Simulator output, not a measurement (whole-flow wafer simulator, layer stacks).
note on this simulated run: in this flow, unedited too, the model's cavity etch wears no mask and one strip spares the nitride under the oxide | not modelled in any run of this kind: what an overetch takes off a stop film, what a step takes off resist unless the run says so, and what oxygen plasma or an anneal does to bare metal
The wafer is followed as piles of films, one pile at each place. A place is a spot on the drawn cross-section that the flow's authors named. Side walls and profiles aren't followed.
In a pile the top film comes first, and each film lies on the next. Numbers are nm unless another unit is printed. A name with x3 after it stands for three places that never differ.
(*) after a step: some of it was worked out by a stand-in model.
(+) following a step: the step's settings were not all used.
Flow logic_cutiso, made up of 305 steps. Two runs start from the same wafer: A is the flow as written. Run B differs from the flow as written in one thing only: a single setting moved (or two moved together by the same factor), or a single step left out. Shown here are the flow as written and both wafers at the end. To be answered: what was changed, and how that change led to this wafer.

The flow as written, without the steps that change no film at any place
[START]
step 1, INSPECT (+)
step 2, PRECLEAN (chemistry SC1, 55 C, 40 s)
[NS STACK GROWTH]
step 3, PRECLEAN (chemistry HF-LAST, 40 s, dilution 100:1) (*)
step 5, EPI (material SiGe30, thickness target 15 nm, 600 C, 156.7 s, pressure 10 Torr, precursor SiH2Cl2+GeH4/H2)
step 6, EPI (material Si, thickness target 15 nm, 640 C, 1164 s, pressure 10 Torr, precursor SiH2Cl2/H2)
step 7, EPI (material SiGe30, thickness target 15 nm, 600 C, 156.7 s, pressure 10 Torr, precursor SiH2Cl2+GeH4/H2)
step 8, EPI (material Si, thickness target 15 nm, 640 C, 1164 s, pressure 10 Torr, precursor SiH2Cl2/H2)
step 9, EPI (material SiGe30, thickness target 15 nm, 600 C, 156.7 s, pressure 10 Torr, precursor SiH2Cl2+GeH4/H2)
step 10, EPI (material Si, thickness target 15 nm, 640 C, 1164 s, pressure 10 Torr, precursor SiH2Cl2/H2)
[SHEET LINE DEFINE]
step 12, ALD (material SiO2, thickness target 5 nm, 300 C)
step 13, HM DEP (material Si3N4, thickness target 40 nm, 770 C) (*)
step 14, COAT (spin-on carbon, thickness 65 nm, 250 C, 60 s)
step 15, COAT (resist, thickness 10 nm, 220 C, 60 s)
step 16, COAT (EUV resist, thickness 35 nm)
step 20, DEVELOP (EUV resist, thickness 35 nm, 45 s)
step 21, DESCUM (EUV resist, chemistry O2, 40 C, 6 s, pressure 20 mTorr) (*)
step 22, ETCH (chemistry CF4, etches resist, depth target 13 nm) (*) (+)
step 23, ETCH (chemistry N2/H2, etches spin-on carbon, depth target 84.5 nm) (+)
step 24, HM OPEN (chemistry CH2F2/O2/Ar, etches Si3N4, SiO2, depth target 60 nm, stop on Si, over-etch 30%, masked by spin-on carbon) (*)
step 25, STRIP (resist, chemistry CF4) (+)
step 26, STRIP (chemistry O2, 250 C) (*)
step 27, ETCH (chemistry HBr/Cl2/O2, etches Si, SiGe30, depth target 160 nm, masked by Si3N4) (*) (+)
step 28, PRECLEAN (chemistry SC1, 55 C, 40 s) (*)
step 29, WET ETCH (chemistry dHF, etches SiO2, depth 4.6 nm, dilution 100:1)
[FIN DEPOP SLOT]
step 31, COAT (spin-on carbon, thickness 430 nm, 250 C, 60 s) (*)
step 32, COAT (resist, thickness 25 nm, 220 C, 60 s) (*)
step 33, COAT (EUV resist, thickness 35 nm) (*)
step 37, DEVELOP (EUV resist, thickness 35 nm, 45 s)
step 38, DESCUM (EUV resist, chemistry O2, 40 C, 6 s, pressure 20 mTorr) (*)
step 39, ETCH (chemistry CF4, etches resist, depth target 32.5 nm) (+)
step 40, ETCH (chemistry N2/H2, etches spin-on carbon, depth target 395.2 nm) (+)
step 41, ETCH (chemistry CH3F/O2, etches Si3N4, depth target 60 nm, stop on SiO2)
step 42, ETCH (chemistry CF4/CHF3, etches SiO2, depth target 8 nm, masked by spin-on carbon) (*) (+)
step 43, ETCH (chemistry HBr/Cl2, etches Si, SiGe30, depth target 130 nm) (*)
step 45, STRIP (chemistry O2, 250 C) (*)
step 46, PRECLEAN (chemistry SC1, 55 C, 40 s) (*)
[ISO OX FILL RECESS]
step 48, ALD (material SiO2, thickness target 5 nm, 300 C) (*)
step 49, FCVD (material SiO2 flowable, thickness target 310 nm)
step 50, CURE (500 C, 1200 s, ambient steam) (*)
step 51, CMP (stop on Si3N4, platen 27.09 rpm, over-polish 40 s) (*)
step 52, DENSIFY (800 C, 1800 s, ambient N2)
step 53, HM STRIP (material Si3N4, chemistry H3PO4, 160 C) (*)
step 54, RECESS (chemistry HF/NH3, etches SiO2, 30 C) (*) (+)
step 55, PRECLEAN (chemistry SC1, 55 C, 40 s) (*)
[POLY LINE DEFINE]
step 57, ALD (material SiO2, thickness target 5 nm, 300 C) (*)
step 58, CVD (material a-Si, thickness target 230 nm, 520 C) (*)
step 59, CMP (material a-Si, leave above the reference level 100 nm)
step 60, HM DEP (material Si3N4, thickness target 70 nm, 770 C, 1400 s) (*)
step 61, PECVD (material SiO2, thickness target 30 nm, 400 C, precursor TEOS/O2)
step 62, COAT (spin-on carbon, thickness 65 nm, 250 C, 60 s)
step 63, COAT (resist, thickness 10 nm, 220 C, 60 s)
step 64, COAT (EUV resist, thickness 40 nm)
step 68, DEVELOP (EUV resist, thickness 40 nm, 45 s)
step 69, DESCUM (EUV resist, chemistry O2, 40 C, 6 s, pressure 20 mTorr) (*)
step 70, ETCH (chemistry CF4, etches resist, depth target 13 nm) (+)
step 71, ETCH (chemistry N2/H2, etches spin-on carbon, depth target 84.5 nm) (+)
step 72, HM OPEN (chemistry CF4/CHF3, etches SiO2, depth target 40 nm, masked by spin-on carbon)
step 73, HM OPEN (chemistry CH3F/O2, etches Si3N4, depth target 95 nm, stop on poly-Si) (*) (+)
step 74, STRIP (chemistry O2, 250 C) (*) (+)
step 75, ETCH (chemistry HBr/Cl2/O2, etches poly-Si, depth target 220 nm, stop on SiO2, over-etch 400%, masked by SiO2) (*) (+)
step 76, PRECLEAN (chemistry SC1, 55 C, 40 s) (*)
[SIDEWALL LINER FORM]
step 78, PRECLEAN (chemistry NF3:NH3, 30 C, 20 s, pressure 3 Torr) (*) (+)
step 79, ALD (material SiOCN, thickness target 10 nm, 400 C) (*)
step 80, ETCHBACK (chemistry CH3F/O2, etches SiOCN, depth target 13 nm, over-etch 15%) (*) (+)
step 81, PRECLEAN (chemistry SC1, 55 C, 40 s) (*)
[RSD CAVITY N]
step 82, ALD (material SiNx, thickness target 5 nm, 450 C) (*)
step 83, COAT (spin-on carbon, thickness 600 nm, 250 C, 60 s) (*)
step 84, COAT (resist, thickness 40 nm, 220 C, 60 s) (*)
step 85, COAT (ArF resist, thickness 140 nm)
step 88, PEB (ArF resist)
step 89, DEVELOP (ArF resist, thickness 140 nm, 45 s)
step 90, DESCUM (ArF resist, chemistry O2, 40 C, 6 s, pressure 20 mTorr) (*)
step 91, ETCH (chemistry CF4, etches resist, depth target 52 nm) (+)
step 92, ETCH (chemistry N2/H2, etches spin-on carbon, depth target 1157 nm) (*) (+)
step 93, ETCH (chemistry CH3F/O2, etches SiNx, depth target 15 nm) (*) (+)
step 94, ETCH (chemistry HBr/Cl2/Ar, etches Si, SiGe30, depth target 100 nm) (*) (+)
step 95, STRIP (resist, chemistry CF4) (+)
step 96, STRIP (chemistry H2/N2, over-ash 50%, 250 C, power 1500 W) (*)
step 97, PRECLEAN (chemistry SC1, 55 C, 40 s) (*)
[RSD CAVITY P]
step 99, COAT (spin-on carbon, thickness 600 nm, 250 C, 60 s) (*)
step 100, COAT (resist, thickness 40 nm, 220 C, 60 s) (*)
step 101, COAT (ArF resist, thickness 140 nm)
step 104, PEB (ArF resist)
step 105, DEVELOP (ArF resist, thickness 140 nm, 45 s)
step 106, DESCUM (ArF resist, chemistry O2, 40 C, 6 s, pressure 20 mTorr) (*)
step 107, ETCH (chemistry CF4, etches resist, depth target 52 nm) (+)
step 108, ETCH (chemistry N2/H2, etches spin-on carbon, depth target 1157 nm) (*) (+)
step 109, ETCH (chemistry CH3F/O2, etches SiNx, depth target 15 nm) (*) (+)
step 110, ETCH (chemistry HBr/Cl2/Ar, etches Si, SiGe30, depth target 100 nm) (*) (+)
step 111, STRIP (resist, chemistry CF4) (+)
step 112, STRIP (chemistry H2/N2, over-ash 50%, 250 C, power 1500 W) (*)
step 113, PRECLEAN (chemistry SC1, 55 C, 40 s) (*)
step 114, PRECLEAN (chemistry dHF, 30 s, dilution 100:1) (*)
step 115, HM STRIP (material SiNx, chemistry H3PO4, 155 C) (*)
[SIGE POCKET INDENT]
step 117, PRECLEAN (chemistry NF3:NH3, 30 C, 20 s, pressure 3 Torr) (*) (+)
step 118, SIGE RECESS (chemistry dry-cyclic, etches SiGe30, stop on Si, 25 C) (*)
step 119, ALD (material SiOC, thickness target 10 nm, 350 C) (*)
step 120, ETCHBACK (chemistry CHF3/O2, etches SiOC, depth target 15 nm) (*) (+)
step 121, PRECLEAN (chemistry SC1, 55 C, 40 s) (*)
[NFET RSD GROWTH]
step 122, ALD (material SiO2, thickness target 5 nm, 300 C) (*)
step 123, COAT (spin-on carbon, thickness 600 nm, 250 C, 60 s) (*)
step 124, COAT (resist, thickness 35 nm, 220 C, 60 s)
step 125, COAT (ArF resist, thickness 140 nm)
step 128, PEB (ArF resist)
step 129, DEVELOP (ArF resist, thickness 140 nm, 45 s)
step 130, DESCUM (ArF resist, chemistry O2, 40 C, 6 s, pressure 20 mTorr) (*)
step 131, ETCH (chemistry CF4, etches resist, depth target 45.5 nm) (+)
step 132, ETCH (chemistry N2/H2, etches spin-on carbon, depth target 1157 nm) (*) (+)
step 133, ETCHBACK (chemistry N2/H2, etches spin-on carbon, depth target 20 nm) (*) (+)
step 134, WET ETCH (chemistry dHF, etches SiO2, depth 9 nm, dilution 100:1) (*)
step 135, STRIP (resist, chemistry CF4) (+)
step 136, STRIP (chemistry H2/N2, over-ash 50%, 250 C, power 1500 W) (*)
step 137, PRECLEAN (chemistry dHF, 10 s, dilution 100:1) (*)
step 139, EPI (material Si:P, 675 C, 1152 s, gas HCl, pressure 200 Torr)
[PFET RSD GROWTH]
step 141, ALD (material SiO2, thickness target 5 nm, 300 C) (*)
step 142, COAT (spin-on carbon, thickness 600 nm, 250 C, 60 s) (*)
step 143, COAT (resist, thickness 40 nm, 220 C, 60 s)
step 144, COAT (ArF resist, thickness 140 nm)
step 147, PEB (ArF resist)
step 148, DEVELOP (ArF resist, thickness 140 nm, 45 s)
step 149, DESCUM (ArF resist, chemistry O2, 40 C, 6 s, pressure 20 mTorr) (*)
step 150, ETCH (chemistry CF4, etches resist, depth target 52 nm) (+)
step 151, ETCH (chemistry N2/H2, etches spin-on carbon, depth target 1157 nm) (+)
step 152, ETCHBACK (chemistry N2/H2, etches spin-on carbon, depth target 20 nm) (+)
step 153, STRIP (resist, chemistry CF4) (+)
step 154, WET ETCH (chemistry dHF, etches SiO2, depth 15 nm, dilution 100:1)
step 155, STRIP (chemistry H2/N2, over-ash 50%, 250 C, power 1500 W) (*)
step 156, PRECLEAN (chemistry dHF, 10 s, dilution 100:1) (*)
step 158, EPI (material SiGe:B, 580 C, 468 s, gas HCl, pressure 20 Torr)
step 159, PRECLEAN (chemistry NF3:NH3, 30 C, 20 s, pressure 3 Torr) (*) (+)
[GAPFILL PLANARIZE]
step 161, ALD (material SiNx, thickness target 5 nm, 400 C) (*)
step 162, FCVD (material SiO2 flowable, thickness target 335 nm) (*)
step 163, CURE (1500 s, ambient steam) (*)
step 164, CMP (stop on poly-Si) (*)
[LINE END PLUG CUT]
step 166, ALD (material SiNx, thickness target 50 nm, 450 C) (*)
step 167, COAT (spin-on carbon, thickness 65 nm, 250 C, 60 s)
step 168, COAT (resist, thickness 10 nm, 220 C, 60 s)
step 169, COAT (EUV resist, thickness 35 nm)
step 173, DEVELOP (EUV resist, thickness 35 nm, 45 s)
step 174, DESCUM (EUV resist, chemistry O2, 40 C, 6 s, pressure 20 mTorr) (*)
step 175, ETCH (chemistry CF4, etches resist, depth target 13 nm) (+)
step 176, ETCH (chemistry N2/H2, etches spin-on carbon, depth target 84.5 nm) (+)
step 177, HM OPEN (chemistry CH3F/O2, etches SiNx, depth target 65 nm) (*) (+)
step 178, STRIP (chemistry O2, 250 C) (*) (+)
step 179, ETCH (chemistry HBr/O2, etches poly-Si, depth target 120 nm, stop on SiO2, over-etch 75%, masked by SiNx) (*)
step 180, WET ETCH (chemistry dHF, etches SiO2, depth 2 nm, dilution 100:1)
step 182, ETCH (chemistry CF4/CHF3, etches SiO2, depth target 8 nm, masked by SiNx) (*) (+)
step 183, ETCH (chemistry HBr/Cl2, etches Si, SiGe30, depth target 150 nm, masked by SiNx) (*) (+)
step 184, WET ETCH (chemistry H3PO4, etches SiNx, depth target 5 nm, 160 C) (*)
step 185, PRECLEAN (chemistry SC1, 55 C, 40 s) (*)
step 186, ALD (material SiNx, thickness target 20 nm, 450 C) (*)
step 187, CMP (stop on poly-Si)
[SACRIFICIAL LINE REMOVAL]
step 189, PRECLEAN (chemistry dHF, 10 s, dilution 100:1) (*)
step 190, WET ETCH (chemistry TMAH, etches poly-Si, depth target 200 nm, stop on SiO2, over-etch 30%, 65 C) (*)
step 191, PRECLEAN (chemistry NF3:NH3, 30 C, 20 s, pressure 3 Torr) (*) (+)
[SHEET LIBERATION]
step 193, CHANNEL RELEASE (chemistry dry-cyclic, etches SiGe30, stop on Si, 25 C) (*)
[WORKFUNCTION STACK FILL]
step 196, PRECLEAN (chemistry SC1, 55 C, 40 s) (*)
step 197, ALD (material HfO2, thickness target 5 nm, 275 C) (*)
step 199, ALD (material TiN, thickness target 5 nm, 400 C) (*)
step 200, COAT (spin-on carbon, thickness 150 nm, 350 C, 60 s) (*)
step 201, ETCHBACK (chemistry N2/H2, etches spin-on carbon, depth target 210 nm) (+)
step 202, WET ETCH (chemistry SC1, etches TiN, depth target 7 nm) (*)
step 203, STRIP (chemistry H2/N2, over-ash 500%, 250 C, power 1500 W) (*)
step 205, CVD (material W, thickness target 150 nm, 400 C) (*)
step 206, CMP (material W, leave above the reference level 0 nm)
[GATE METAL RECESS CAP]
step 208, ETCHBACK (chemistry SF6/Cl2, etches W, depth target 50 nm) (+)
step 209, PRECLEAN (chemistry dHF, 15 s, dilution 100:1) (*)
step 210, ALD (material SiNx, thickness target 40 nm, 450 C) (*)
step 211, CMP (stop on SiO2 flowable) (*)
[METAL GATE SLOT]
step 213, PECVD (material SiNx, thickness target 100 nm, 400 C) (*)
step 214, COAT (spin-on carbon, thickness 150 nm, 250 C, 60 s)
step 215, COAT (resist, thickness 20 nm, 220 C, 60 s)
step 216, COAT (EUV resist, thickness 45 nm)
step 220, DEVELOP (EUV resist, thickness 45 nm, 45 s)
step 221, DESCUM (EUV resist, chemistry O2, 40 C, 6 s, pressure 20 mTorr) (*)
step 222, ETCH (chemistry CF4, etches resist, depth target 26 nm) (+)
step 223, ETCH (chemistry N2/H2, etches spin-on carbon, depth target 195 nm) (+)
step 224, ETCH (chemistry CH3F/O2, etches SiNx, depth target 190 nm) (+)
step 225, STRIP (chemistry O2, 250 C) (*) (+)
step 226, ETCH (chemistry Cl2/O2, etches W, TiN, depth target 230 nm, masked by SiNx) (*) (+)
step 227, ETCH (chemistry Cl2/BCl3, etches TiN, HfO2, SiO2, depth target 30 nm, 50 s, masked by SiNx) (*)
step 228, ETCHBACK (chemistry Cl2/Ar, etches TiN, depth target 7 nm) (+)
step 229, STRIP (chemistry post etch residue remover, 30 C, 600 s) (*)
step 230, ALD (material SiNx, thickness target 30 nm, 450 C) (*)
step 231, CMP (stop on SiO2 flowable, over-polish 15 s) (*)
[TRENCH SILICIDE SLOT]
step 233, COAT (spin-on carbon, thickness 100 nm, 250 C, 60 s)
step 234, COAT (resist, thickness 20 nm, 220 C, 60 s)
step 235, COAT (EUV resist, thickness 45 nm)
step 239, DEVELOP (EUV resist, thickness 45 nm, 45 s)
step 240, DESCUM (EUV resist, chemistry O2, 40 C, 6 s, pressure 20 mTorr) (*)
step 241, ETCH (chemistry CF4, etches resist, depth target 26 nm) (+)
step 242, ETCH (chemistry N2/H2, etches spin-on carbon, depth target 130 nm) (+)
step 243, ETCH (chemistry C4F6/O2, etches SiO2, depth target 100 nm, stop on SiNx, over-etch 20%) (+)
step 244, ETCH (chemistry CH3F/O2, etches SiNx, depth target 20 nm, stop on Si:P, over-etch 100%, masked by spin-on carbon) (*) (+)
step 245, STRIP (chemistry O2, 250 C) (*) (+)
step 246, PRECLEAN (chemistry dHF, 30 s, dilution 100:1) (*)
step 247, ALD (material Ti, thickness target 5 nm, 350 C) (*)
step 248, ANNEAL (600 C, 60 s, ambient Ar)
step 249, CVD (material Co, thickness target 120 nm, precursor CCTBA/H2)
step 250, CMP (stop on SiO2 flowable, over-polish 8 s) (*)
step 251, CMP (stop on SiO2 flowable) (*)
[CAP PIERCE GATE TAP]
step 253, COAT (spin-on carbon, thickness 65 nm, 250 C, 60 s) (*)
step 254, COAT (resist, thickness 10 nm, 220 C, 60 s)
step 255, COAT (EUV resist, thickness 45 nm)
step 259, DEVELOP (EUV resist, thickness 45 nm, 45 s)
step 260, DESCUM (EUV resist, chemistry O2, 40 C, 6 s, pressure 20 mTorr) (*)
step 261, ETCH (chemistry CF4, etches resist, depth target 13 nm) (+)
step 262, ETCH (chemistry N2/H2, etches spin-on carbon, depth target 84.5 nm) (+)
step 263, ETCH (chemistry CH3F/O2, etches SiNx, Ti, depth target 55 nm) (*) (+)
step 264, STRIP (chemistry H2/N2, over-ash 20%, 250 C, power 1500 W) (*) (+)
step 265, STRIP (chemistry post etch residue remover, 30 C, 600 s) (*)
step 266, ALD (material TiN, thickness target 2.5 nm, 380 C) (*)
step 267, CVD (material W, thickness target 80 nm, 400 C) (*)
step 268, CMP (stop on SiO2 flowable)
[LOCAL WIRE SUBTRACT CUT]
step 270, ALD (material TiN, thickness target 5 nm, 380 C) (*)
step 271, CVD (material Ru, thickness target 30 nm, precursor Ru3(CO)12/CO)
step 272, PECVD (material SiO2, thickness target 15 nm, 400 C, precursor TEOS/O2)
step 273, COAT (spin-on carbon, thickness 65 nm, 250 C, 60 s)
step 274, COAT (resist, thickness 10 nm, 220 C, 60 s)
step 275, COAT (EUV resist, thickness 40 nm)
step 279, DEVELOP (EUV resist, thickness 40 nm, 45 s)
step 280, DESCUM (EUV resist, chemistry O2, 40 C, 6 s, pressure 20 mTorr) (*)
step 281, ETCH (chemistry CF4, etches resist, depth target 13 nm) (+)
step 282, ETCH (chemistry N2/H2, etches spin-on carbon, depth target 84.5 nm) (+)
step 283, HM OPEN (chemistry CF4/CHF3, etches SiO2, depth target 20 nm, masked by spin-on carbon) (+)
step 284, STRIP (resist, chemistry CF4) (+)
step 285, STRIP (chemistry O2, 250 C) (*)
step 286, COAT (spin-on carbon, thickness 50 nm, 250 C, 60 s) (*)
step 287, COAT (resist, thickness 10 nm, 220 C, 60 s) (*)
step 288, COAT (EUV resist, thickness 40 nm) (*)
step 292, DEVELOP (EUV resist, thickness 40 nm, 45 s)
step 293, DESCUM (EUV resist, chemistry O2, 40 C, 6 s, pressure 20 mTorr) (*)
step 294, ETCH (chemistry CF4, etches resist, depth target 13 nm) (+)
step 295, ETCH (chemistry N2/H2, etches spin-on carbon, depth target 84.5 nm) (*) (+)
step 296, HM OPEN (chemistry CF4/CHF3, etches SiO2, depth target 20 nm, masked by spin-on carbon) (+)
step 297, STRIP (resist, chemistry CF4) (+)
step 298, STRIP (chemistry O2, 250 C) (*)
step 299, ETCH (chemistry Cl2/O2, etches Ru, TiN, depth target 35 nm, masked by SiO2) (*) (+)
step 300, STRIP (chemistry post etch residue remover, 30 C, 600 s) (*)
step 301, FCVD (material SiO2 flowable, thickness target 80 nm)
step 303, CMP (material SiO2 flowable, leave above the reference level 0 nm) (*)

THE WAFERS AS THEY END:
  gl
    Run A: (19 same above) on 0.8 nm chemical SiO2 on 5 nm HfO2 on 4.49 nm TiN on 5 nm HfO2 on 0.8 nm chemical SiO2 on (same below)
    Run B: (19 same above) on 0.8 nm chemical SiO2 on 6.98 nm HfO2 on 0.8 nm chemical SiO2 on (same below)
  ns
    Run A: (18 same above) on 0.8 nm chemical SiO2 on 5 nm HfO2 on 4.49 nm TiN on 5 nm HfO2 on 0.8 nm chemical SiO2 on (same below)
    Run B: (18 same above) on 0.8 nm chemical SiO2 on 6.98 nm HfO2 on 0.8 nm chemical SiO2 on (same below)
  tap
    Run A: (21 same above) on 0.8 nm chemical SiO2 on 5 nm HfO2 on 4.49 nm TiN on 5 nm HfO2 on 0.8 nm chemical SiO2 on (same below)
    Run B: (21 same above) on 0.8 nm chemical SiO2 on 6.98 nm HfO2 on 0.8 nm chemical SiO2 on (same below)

The reason: step 5, EPI: thickness target 7.5 nm was run, though the flow has thickness target 15 nm; step 5, EPI: 78.3 s was run, where the flow has 156.7 s.

Step by step, how the change led to this:
  step 5, EPI (material SiGe30, thickness target 15 nm, 600 C, 156.7 s, pressure 10 Torr, precursor SiH2Cl2+GeH4/H2)
      depop, dpovl, gfld and 19 more: A SiGe30 gains 15 (new film) | B SiGe30 gains 7.5 (new film)
  step 27, ETCH (chemistry HBr/Cl2/O2, etches Si, SiGe30, depth target 160 nm, masked by Si3N4) (*) (+)
      gfld, gxf, iso, lnri: A chemical SiO2 loses 0.79 (all of it), Si loses 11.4 (all of it), SiGe30 loses 15 (all of it), Si loses 15 (all of it), SiGe30 loses 15 (all of it), Si loses 15 (all of it), SiGe30 loses 15 (all of it), Si loses 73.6 | B chemical SiO2 loses 0.79 (all of it), Si loses 11.4 (all of it), SiGe30 loses 15 (all of it), Si loses 15 (all of it), SiGe30 loses 15 (all of it), Si loses 15 (all of it), SiGe30 loses 7.5 (all of it), Si loses 81.1
      dpovl, nsgap: A chemical SiO2 loses 0.79 (all of it), Si loses 11.8 (all of it), SiGe30 loses 15 (all of it), Si loses 15 (all of it), SiGe30 loses 15 (all of it), Si loses 15 (all of it), SiGe30 loses 15 (all of it), Si loses 73.2 | B chemical SiO2 loses 0.79 (all of it), Si loses 11.8 (all of it), SiGe30 loses 15 (all of it), Si loses 15 (all of it), SiGe30 loses 15 (all of it), Si loses 15 (all of it), SiGe30 loses 7.5 (all of it), Si loses 80.7
      (as well as at 1 more place)
  step 43, ETCH (chemistry HBr/Cl2, etches Si, SiGe30, depth target 130 nm) (*)
      depop: A Si loses 14 (all of it), SiGe30 loses 15 (all of it), Si loses 15 (all of it), SiGe30 loses 15 (all of it), Si loses 15 (all of it), SiGe30 loses 15 (all of it), Si loses 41 | B Si loses 14 (all of it), SiGe30 loses 15 (all of it), Si loses 15 (all of it), SiGe30 loses 15 (all of it), Si loses 15 (all of it), SiGe30 loses 7.5 (all of it), Si loses 48.5
  step 94, ETCH (chemistry HBr/Cl2/Ar, etches Si, SiGe30, depth target 100 nm) (*) (+)
      rsdn, rsdx: A chemical SiO2 loses 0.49 (all of it), Si loses 12.8 (all of it), SiGe30 loses 15 (all of it), Si loses 15 (all of it), SiGe30 loses 15 (all of it), Si loses 15 (all of it), SiGe30 loses 15 (all of it), Si loses 12.2 | B chemical SiO2 loses 0.49 (all of it), Si loses 12.8 (all of it), SiGe30 loses 15 (all of it), Si loses 15 (all of it), SiGe30 loses 15 (all of it), Si loses 15 (all of it), SiGe30 loses 7.5 (all of it), Si loses 19.7
  step 110, ETCH (chemistry HBr/Cl2/Ar, etches Si, SiGe30, depth target 100 nm) (*) (+)
      rsdp, rsdw: A chemical SiO2 loses 0.49 (all of it), Si loses 12.8 (all of it), SiGe30 loses 15 (all of it), Si loses 15 (all of it), SiGe30 loses 15 (all of it), Si loses 15 (all of it), SiGe30 loses 15 (all of it), Si loses 12.2 | B chemical SiO2 loses 0.49 (all of it), Si loses 12.8 (all of it), SiGe30 loses 15 (all of it), Si loses 15 (all of it), SiGe30 loses 15 (all of it), Si loses 15 (all of it), SiGe30 loses 7.5 (all of it), Si loses 19.7
  step 118, SIGE RECESS (chemistry dry-cyclic, etches SiGe30, stop on Si, 25 C) (*)
      lnr, lnrp, lnrt: A SiOCN loses 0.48, Si loses 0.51, cavity gains 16 (new film), SiGe30 loses 15 (all of it), Si loses 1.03, cavity gains 16 (new film), SiGe30 loses 15 (all of it), Si loses 1.03, cavity gains 16 (new film), SiGe30 loses 15 (all of it), Si loses 0.51 | B SiOCN loses 0.48, Si loses 0.51, cavity gains 16 (new film), SiGe30 loses 15 (all of it), Si loses 1.03, cavity gains 16 (new film), SiGe30 loses 15 (all of it), Si loses 1.03, cavity gains 8.52 (new film), SiGe30 loses 7.5 (all of it), Si loses 0.51
  step 119, ALD (material SiOC, thickness target 10 nm, 350 C) (*)
      lnr, lnrp, lnrt: A SiOC gains 10 (new film), SiOC gains 16 (new film), cavity loses 16 (all of it), SiOC gains 16 (new film), cavity loses 16 (all of it), SiOC gains 16 (new film), cavity loses 16 (all of it) | B SiOC gains 10 (new film), SiOC gains 16 (new film), cavity loses 16 (all of it), SiOC gains 16 (new film), cavity loses 16 (all of it), SiOC gains 8.52 (new film), cavity loses 8.52 (all of it)
  step 183, ETCH (chemistry HBr/Cl2, etches Si, SiGe30, depth target 150 nm, masked by SiNx) (*) (+)
      plug: A Si loses 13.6 (all of it), SiGe30 loses 15 (all of it), Si loses 15 (all of it), SiGe30 loses 15 (all of it), Si loses 15 (all of it), SiGe30 loses 15 (all of it), Si loses 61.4 | B Si loses 13.6 (all of it), SiGe30 loses 15 (all of it), Si loses 15 (all of it), SiGe30 loses 15 (all of it), Si loses 15 (all of it), SiGe30 loses 7.5 (all of it), Si loses 68.9
  step 193, CHANNEL RELEASE (chemistry dry-cyclic, etches SiGe30, stop on Si, 25 C) (*)
      gl, glp, gxn, gxp, ns, tap: A chemical SiO2 gains 0.8 (new film), Si loses 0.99, chemical SiO2 gains 0.8 (new film), cavity gains 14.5 (new film), chemical SiO2 gains 0.8 (new film), SiGe30 loses 15 (all of it), Si loses 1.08, chemical SiO2 gains 0.8 (new film), cavity gains 14.5 (new film), chemical SiO2 gains 0.8 (new film), SiGe30 loses 15 (all of it), Si loses 1.08, chemical SiO2 gains 0.8 (new film), cavity gains 14.5 (new film), chemical SiO2 gains 0.8 (new film), SiGe30 loses 15 (all of it), Si loses 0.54 | B chemical SiO2 gains 0.8 (new film), Si loses 0.99, chemical SiO2 gains 0.8 (new film), cavity gains 14.5 (new film), chemical SiO2 gains 0.8 (new film), SiGe30 loses 15 (all of it), Si loses 1.08, chemical SiO2 gains 0.8 (new film), cavity gains 14.5 (new film), chemical SiO2 gains 0.8 (new film), SiGe30 loses 15 (all of it), Si loses 1.08, chemical SiO2 gains 0.8 (new film), cavity gains 6.98 (new film), chemical SiO2 gains 0.8 (new film), SiGe30 loses 7.5 (all of it), Si loses 0.54
  step 197, ALD (material HfO2, thickness target 5 nm, 275 C) (*)
      gl, glp, gxn, gxp, ns, tap: A HfO2 gains 5 (new film), HfO2 gains 5 (new film), cavity loses 10, HfO2 gains 5 (new film), HfO2 gains 5 (new film), cavity loses 10, HfO2 gains 5 (new film), HfO2 gains 5 (new film), cavity loses 10, HfO2 gains 5 (new film) | B HfO2 gains 5 (new film), HfO2 gains 5 (new film), cavity loses 10, HfO2 gains 5 (new film), HfO2 gains 5 (new film), cavity loses 10, HfO2 gains 5 (new film), HfO2 gains 6.98 (new film), cavity loses 6.98 (all of it)
  step 199, ALD (material TiN, thickness target 5 nm, 400 C) (*)
      gl, glp, tap: A TiN gains 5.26 (new film), TiN gains 4.49 (new film), cavity loses 4.49 (all of it), TiN gains 4.49 (new film), cavity loses 4.49 (all of it), TiN gains 4.49 (new film), cavity loses 4.49 (all of it) | B TiN gains 5.26 (new film), TiN gains 4.49 (new film), cavity loses 4.49 (all of it), TiN gains 4.49 (new film), cavity loses 4.49 (all of it)
      gxn, gxp, ns: A TiN gains 5 (new film), TiN gains 4.49 (new film), cavity loses 4.49 (all of it), TiN gains 4.49 (new film), cavity loses 4.49 (all of it), TiN gains 4.49 (new film), cavity loses 4.49 (all of it) | B TiN gains 5 (new film), TiN gains 4.49 (new film), cavity loses 4.49 (all of it), TiN gains 4.49 (new film), cavity loses 4.49 (all of it)
If metal films that touch count as one body, gl has 3 bodies (between them, from the top down: HfO2 5 / chemical SiO2 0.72 / Si 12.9 / chemical SiO2 0.8 / HfO2 5; HfO2 5 / chemical SiO2 0.8 / Si 13.9 / chemical SiO2 0.8 / HfO2 5); the flow as written gives 4 bodies (between them, from the top down: HfO2 5 / chemical SiO2 0.72 / Si 12.9 / chemical SiO2 0.8 / HfO2 5; HfO2 5 / chemical SiO2 0.8 / Si 13.9 / chemical SiO2 0.8 / HfO2 5; HfO2 5 / chemical SiO2 0.8 / Si 13.9 / chemical SiO2 0.8 / HfO2 5).
If metal films that touch count as one body, ns has 3 bodies (between them, from the top down: HfO2 5 / chemical SiO2 0.72 / Si 12.9 / chemical SiO2 0.8 / HfO2 5; HfO2 5 / chemical SiO2 0.8 / Si 13.9 / chemical SiO2 0.8 / HfO2 5); the flow as written gives 4 bodies (between them, from the top down: HfO2 5 / chemical SiO2 0.72 / Si 12.9 / chemical SiO2 0.8 / HfO2 5; HfO2 5 / chemical SiO2 0.8 / Si 13.9 / chemical SiO2 0.8 / HfO2 5; HfO2 5 / chemical SiO2 0.8 / Si 13.9 / chemical SiO2 0.8 / HfO2 5).
If metal films that touch count as one body, tap has 3 bodies (between them, from the top down: HfO2 5 / chemical SiO2 0.72 / Si 12.9 / chemical SiO2 0.8 / HfO2 5; HfO2 5 / chemical SiO2 0.8 / Si 13.9 / chemical SiO2 0.8 / HfO2 5); the flow as written gives 4 bodies (between them, from the top down: HfO2 5 / chemical SiO2 0.72 / Si 12.9 / chemical SiO2 0.8 / HfO2 5; HfO2 5 / chemical SiO2 0.8 / Si 13.9 / chemical SiO2 0.8 / HfO2 5; HfO2 5 / chemical SiO2 0.8 / Si 13.9 / chemical SiO2 0.8 / HfO2 5).
